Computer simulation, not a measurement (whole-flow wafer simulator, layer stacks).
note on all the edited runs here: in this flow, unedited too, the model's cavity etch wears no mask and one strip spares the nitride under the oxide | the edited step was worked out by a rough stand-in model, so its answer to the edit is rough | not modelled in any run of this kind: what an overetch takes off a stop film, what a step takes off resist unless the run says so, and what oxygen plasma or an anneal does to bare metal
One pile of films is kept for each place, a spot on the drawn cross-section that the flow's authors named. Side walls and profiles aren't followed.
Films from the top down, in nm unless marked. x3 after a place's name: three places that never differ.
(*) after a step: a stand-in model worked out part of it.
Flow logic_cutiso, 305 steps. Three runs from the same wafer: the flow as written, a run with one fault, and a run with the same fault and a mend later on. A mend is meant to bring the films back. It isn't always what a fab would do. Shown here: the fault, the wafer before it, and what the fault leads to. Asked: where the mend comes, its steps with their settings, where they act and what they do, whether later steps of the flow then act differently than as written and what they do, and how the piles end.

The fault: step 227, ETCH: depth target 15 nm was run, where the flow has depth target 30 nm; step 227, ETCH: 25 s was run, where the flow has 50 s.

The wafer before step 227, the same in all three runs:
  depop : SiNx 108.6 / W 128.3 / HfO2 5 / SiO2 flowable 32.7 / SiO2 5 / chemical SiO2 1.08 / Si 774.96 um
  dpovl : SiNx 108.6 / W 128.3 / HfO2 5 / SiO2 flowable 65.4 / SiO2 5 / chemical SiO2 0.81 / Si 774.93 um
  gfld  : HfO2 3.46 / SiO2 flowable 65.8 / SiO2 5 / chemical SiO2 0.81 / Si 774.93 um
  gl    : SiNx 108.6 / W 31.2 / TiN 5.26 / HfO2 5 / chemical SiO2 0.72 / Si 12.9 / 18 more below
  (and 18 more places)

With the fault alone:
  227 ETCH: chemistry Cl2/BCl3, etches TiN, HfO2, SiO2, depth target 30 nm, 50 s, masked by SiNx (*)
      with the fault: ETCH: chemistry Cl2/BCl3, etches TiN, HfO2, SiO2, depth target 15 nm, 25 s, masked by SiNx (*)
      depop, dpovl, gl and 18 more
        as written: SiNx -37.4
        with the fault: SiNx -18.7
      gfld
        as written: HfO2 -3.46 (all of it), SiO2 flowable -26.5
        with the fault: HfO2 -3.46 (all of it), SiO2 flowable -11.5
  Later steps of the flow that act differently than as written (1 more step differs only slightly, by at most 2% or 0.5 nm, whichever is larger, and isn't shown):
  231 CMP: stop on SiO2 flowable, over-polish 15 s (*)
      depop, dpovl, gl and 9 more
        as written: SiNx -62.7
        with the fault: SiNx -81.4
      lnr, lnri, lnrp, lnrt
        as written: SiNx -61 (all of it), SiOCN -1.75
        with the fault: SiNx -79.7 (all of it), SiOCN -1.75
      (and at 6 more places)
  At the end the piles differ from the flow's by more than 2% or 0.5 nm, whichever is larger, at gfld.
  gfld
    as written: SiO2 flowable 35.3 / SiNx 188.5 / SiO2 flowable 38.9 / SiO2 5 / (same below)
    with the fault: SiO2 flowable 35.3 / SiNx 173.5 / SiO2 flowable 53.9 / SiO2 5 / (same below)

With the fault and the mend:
  The mend comes after step 227.
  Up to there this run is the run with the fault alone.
  227a ETCH: chemistry Cl2/BCl3, etches TiN, HfO2, SiO2, depth target 15 nm, 25 s, masked by SiNx (*) (the flow's step 227 once more, with other settings)
      depop, dpovl, gl and 18 more
        SiNx -18.7
      gfld
        SiO2 flowable -15
  No later step of the flow acts differently than as written at any place that is followed.
  At the end the piles are the same as the flow's at every place that both follow.
